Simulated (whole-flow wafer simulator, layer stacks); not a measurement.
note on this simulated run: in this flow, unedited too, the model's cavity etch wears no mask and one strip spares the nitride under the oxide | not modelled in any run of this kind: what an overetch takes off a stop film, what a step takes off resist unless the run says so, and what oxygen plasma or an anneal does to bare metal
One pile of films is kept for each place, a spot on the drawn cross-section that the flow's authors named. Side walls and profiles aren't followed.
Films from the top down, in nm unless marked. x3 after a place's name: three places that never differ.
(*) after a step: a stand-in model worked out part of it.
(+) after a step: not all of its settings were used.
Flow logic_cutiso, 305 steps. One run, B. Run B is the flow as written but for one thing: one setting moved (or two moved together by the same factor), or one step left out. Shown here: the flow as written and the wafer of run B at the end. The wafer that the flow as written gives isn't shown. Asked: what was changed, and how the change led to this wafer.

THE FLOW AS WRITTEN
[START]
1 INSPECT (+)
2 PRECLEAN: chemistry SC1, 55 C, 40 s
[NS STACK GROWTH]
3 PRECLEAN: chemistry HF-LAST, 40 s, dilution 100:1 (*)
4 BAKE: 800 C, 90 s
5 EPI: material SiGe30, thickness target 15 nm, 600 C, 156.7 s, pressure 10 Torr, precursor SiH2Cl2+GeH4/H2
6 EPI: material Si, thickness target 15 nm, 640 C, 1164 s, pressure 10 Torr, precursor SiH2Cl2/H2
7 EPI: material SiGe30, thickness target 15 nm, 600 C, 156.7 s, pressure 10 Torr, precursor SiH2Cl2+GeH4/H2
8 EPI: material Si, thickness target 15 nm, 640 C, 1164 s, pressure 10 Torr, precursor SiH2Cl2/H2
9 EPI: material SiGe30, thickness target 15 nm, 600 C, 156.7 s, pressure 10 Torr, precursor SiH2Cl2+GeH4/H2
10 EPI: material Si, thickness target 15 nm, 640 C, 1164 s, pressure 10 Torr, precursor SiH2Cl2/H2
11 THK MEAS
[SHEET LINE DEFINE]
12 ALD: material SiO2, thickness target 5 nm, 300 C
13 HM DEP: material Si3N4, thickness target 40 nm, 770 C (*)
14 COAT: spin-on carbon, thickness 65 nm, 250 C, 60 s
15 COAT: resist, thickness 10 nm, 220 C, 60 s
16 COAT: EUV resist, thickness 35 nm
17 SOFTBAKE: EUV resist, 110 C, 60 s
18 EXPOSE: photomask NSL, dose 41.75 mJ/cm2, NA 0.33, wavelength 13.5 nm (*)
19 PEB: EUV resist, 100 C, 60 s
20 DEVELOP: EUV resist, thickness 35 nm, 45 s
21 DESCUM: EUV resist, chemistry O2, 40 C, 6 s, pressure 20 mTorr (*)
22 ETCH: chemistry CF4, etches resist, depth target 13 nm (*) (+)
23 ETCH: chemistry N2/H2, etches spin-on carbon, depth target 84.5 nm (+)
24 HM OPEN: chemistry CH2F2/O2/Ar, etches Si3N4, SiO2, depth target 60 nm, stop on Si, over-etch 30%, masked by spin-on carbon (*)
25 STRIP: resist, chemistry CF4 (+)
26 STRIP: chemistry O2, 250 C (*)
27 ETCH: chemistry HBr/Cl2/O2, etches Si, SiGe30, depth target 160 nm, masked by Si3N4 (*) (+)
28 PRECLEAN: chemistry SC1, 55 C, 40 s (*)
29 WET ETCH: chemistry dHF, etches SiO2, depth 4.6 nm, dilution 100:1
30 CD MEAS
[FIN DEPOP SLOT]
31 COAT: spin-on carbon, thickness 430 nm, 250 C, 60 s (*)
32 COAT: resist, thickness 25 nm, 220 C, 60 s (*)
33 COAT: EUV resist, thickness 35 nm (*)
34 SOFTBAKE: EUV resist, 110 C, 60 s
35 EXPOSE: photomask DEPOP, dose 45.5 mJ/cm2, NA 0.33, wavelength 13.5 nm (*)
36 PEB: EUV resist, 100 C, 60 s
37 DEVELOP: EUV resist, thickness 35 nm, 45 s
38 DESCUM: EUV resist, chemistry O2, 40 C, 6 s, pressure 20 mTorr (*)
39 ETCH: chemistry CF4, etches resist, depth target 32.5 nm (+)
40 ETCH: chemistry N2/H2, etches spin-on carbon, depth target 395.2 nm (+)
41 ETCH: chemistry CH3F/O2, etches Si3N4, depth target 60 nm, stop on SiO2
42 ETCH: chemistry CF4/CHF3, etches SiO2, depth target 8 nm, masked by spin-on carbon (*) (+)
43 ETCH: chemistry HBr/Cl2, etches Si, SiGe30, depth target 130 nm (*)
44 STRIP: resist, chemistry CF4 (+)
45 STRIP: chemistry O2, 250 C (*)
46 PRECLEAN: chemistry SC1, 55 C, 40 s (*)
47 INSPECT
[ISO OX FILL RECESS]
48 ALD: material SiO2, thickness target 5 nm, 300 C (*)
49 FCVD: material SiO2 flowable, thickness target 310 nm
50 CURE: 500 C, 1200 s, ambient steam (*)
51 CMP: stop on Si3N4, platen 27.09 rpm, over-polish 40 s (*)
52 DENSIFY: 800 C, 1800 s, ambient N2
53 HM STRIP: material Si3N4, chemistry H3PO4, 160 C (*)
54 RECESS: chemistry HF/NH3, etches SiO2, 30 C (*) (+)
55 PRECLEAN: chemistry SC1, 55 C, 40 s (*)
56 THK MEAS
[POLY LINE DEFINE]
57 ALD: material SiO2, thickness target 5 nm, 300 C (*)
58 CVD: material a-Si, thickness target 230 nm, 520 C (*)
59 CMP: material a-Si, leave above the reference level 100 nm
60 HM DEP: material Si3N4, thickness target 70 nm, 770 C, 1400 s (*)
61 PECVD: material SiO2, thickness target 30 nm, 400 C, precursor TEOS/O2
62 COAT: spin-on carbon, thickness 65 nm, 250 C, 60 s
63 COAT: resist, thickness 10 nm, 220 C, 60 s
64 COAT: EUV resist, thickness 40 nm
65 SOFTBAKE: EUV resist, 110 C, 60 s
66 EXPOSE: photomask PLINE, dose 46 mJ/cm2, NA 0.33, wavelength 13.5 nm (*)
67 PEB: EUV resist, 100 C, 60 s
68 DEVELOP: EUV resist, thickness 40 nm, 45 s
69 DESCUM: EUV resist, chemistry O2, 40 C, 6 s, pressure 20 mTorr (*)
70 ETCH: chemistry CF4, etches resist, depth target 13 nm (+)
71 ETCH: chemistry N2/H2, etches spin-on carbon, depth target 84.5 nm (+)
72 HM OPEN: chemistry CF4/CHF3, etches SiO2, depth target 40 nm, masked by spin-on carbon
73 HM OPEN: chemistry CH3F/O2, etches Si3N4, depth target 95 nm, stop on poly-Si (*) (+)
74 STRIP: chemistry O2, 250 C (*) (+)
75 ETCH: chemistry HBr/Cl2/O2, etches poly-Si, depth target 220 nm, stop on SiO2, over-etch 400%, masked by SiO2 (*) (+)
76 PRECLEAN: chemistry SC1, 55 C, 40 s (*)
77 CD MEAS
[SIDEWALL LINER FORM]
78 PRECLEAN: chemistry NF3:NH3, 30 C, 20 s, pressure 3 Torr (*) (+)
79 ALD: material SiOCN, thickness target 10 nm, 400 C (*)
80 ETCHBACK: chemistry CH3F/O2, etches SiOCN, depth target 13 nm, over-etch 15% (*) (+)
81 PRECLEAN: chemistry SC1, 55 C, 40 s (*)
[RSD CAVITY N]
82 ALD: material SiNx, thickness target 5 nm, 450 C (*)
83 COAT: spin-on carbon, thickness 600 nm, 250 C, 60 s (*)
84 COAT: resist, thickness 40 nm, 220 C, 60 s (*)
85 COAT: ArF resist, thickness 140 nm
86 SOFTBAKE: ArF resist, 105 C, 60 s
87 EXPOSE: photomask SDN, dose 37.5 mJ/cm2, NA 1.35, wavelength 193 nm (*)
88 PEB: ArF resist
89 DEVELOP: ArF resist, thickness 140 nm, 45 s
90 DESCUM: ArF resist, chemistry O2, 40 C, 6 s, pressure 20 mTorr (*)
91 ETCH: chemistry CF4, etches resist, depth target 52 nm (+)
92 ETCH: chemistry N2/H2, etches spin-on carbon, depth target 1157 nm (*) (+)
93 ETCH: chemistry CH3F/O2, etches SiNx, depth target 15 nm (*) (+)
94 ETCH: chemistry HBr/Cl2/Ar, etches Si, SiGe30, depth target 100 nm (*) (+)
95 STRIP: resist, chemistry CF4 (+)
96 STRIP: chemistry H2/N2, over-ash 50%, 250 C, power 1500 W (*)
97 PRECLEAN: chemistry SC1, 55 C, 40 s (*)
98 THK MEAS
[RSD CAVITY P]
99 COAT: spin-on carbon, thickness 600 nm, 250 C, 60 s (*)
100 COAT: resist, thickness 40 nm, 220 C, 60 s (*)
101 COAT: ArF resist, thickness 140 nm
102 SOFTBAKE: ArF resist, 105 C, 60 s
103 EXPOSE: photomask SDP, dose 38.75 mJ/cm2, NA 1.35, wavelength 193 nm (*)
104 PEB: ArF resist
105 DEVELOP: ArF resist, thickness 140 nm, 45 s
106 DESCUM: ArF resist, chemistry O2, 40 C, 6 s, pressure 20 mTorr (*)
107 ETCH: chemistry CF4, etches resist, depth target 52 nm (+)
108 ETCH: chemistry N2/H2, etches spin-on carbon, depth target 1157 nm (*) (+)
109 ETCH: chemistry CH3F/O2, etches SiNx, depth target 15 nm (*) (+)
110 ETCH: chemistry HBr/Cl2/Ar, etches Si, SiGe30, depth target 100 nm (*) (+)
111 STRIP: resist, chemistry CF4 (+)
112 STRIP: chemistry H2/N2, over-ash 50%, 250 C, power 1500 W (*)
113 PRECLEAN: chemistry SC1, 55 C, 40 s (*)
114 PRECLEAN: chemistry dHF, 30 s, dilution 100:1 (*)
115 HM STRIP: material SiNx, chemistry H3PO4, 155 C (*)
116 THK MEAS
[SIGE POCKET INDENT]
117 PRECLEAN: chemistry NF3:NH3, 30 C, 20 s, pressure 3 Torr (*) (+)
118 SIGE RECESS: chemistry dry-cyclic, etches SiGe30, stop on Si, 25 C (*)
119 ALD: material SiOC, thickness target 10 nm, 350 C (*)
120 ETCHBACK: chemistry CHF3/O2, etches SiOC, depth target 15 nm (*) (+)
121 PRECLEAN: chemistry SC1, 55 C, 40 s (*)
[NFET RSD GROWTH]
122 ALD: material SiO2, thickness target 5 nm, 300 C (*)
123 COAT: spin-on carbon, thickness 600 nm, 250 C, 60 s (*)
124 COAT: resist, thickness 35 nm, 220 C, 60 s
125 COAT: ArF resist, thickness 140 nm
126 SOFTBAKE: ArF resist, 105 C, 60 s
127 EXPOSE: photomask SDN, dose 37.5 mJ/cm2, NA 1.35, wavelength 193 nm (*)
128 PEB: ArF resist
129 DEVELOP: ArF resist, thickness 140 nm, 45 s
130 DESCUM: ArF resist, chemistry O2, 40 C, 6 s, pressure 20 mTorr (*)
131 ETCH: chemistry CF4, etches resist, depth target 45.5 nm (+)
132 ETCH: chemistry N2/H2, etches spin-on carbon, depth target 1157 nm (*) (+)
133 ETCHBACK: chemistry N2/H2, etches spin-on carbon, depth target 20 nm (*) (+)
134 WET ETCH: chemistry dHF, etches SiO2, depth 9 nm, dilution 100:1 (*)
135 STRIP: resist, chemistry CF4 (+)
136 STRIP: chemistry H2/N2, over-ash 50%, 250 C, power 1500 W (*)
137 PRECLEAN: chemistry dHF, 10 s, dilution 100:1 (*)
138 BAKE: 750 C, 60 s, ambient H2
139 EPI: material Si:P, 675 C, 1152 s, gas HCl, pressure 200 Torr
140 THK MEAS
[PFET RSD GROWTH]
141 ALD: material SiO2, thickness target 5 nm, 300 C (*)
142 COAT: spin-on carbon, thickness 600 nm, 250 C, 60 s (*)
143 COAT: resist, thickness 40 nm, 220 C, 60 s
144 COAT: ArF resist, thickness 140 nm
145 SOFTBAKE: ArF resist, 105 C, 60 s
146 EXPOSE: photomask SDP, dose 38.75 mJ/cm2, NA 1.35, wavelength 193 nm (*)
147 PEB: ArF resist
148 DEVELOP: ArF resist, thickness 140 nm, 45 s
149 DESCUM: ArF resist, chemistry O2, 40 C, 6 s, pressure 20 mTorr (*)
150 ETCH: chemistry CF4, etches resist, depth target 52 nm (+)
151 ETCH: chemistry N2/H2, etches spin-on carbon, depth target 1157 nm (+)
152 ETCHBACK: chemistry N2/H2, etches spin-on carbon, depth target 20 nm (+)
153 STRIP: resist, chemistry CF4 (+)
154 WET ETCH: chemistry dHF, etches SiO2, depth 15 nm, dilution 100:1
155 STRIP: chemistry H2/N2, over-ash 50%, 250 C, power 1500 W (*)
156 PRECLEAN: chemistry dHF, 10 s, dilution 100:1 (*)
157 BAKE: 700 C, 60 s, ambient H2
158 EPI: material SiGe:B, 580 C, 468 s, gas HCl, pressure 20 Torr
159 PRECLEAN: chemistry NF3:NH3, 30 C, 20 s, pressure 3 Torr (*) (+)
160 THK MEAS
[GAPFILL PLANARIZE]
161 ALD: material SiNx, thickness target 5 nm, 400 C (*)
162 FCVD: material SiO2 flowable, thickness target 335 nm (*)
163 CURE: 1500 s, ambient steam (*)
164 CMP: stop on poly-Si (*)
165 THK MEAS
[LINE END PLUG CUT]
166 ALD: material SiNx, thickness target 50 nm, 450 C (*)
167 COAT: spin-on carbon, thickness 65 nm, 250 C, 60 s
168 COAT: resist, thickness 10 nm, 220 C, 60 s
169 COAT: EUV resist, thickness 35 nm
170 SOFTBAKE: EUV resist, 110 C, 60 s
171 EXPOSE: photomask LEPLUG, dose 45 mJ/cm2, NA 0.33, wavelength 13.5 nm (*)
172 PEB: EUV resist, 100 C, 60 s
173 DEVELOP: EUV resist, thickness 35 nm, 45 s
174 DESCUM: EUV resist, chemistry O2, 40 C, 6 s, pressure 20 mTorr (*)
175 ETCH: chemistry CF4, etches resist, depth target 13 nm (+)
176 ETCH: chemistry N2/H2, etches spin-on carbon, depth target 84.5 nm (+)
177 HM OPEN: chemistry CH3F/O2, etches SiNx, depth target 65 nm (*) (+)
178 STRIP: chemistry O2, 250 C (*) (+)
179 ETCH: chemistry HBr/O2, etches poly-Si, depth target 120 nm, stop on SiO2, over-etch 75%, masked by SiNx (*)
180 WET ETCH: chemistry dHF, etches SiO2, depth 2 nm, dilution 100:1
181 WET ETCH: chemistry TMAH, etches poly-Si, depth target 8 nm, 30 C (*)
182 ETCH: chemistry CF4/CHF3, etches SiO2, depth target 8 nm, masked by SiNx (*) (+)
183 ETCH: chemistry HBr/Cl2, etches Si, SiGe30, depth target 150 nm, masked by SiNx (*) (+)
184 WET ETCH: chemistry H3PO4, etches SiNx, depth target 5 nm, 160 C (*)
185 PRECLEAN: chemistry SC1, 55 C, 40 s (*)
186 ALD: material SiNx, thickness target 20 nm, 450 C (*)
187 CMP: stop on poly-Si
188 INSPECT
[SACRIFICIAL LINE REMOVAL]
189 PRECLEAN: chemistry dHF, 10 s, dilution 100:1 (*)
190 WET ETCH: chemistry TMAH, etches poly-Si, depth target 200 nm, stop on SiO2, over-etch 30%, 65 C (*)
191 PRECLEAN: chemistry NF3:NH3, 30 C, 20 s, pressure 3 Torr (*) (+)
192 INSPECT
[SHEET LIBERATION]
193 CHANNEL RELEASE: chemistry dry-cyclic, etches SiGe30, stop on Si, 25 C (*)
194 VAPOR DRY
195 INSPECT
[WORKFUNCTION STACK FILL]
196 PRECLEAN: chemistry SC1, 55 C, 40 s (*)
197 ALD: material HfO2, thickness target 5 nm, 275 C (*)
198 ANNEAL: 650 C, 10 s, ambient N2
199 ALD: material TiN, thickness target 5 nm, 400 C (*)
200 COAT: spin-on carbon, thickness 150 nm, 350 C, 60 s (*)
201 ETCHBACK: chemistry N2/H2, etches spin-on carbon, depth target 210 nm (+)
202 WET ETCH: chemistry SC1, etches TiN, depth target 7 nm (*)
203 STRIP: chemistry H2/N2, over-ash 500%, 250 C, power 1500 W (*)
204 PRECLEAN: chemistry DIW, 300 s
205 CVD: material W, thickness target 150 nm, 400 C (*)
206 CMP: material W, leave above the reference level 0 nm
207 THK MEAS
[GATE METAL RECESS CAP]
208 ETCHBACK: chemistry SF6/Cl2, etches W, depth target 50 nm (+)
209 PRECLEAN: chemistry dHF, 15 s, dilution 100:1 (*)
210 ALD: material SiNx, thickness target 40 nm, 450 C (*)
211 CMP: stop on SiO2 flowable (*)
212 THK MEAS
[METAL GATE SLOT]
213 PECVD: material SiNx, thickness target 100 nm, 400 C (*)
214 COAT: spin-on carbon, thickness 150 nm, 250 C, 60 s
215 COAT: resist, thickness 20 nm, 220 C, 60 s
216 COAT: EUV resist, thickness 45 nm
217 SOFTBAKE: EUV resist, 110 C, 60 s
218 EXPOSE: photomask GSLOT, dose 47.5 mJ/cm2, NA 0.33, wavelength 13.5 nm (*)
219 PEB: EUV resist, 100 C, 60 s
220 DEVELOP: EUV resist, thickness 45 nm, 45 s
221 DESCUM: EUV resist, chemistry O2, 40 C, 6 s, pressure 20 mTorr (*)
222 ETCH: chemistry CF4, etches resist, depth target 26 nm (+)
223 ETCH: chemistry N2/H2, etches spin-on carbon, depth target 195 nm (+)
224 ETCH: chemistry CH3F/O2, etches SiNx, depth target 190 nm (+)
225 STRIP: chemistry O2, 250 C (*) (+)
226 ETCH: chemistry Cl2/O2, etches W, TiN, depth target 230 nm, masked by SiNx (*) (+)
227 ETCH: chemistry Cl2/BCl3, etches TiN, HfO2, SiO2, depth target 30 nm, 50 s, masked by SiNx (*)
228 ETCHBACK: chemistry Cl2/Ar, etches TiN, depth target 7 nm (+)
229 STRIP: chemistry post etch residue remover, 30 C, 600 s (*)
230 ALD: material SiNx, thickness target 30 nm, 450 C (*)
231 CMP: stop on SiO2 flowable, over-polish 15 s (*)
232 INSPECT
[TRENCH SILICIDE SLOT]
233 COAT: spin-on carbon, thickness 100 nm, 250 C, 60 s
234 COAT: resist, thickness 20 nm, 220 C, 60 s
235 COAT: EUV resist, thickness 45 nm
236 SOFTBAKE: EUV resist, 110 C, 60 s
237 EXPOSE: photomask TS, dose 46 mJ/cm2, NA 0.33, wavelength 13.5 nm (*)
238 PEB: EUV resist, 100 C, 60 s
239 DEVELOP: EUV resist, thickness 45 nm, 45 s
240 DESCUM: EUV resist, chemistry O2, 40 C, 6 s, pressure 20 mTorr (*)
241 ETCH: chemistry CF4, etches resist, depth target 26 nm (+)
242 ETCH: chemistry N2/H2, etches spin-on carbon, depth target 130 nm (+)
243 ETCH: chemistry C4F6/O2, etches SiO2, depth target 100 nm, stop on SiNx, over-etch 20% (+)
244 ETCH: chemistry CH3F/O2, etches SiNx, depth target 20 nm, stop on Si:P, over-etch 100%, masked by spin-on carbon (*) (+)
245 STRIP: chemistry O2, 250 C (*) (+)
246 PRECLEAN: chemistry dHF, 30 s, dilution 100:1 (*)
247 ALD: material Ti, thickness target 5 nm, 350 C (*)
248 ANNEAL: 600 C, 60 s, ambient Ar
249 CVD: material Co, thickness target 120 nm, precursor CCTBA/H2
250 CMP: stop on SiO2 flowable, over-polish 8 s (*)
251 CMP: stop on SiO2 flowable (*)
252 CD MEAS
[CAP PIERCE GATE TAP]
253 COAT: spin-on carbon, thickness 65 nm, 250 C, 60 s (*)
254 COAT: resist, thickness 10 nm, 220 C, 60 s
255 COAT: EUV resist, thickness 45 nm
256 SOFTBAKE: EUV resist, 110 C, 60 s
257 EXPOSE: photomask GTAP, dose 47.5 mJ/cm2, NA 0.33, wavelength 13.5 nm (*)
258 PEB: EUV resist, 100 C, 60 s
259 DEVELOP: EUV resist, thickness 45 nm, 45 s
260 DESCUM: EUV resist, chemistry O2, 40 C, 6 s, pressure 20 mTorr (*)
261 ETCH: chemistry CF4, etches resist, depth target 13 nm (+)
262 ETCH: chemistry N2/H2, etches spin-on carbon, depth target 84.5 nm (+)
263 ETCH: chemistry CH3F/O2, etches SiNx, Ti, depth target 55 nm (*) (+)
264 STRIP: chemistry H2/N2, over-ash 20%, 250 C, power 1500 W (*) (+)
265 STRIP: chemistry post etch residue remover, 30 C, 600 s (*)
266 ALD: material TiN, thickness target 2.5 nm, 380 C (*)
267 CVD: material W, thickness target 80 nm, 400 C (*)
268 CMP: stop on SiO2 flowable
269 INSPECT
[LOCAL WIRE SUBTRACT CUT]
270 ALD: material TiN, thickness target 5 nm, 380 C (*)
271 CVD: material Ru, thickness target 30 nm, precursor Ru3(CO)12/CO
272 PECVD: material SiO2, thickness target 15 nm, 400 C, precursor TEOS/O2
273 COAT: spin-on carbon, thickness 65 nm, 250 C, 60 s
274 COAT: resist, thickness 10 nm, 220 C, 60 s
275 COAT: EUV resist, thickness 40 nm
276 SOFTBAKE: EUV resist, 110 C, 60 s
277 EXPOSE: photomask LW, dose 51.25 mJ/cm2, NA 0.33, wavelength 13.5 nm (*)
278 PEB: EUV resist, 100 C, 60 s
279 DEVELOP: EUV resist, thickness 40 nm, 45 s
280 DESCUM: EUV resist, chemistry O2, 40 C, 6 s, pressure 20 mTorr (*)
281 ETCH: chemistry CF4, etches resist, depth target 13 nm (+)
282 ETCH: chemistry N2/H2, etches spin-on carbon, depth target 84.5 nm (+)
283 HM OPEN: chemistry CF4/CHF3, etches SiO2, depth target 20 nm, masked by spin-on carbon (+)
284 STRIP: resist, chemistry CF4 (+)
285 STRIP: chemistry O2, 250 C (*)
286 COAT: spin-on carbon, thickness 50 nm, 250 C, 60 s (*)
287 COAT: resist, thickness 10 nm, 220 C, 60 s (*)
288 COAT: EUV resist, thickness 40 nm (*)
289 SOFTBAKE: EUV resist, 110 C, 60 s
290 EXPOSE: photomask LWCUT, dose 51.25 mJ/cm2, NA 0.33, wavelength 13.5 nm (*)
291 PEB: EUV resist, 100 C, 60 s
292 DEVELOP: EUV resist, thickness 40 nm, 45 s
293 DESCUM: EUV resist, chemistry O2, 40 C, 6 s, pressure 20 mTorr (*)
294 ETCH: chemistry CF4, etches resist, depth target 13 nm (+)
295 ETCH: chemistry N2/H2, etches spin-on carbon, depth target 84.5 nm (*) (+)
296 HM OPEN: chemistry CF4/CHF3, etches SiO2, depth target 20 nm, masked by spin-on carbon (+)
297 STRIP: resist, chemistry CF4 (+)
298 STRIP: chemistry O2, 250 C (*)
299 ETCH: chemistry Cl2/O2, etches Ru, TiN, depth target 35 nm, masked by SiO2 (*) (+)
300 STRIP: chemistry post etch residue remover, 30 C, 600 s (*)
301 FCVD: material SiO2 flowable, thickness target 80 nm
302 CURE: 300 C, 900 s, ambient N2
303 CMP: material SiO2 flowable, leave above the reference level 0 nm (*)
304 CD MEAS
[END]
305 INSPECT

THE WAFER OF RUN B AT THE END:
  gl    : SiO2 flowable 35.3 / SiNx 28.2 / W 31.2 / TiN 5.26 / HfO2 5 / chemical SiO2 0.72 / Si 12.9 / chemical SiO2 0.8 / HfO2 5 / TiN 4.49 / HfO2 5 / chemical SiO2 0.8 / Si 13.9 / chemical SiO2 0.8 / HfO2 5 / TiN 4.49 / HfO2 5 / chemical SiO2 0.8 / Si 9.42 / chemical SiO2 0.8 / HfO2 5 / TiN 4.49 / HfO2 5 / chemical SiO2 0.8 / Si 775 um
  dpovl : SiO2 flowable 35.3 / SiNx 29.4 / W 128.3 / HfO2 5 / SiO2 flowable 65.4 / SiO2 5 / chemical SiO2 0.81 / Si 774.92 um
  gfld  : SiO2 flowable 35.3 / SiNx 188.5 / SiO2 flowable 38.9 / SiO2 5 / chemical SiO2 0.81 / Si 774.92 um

The cause: step 6, EPI: thickness target 10.5 nm was run, where the flow has thickness target 15 nm; step 6, EPI: 815.1 s was run, where the flow has 1164 s.

How the change led to this, step by step:
  6 EPI: material Si, thickness target 15 nm, 640 C, 1164 s, pressure 10 Torr, precursor SiH2Cl2/H2
      depop, dpovl, gfld and 19 more: Si +10.5 (new film) (as written it would be: Si +15 (new film))
  27 ETCH: chemistry HBr/Cl2/O2, etches Si, SiGe30, depth target 160 nm, masked by Si3N4 (*) (+)
      gfld, gxf, iso, lnri: chemical SiO2 -0.79 (all of it), Si -11.4 (all of it), SiGe30 -15 (all of it), Si -15 (all of it), SiGe30 -15 (all of it), Si -10.5 (all of it), SiGe30 -15 (all of it), Si -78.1 (as written it would be: chemical SiO2 -0.79 (all of it), Si -11.4 (all of it), SiGe30 -15 (all of it), Si -15 (all of it), SiGe30 -15 (all of it), Si -15 (all of it), SiGe30 -15 (all of it), Si -73.6)
      dpovl, nsgap: chemical SiO2 -0.79 (all of it), Si -11.8 (all of it), SiGe30 -15 (all of it), Si -15 (all of it), SiGe30 -15 (all of it), Si -10.5 (all of it), SiGe30 -15 (all of it), Si -77.7 (as written it would be: chemical SiO2 -0.79 (all of it), Si -11.8 (all of it), SiGe30 -15 (all of it), Si -15 (all of it), SiGe30 -15 (all of it), Si -15 (all of it), SiGe30 -15 (all of it), Si -73.2)
      (and at 1 more place)
  43 ETCH: chemistry HBr/Cl2, etches Si, SiGe30, depth target 130 nm (*)
      depop: Si -14 (all of it), SiGe30 -15 (all of it), Si -15 (all of it), SiGe30 -15 (all of it), Si -10.5 (all of it), SiGe30 -15 (all of it), Si -45.5 (as written it would be: Si -14 (all of it), SiGe30 -15 (all of it), Si -15 (all of it), SiGe30 -15 (all of it), Si -15 (all of it), SiGe30 -15 (all of it), Si -41)
  94 ETCH: chemistry HBr/Cl2/Ar, etches Si, SiGe30, depth target 100 nm (*) (+)
      rsdn, rsdx: chemical SiO2 -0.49 (all of it), Si -12.8 (all of it), SiGe30 -15 (all of it), Si -15 (all of it), SiGe30 -15 (all of it), Si -10.5 (all of it), SiGe30 -15 (all of it), Si -16.7 (as written it would be: chemical SiO2 -0.49 (all of it), Si -12.8 (all of it), SiGe30 -15 (all of it), Si -15 (all of it), SiGe30 -15 (all of it), Si -15 (all of it), SiGe30 -15 (all of it), Si -12.2)
  110 ETCH: chemistry HBr/Cl2/Ar, etches Si, SiGe30, depth target 100 nm (*) (+)
      rsdp, rsdw: chemical SiO2 -0.49 (all of it), Si -12.8 (all of it), SiGe30 -15 (all of it), Si -15 (all of it), SiGe30 -15 (all of it), Si -10.5 (all of it), SiGe30 -15 (all of it), Si -16.7 (as written it would be: chemical SiO2 -0.49 (all of it), Si -12.8 (all of it), SiGe30 -15 (all of it), Si -15 (all of it), SiGe30 -15 (all of it), Si -15 (all of it), SiGe30 -15 (all of it), Si -12.2)
  183 ETCH: chemistry HBr/Cl2, etches Si, SiGe30, depth target 150 nm, masked by SiNx (*) (+)
      plug: Si -13.6 (all of it), SiGe30 -15 (all of it), Si -15 (all of it), SiGe30 -15 (all of it), Si -10.5 (all of it), SiGe30 -15 (all of it), Si -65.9 (as written it would be: Si -13.6 (all of it), SiGe30 -15 (all of it), Si -15 (all of it), SiGe30 -15 (all of it), Si -15 (all of it), SiGe30 -15 (all of it), Si -61.4)
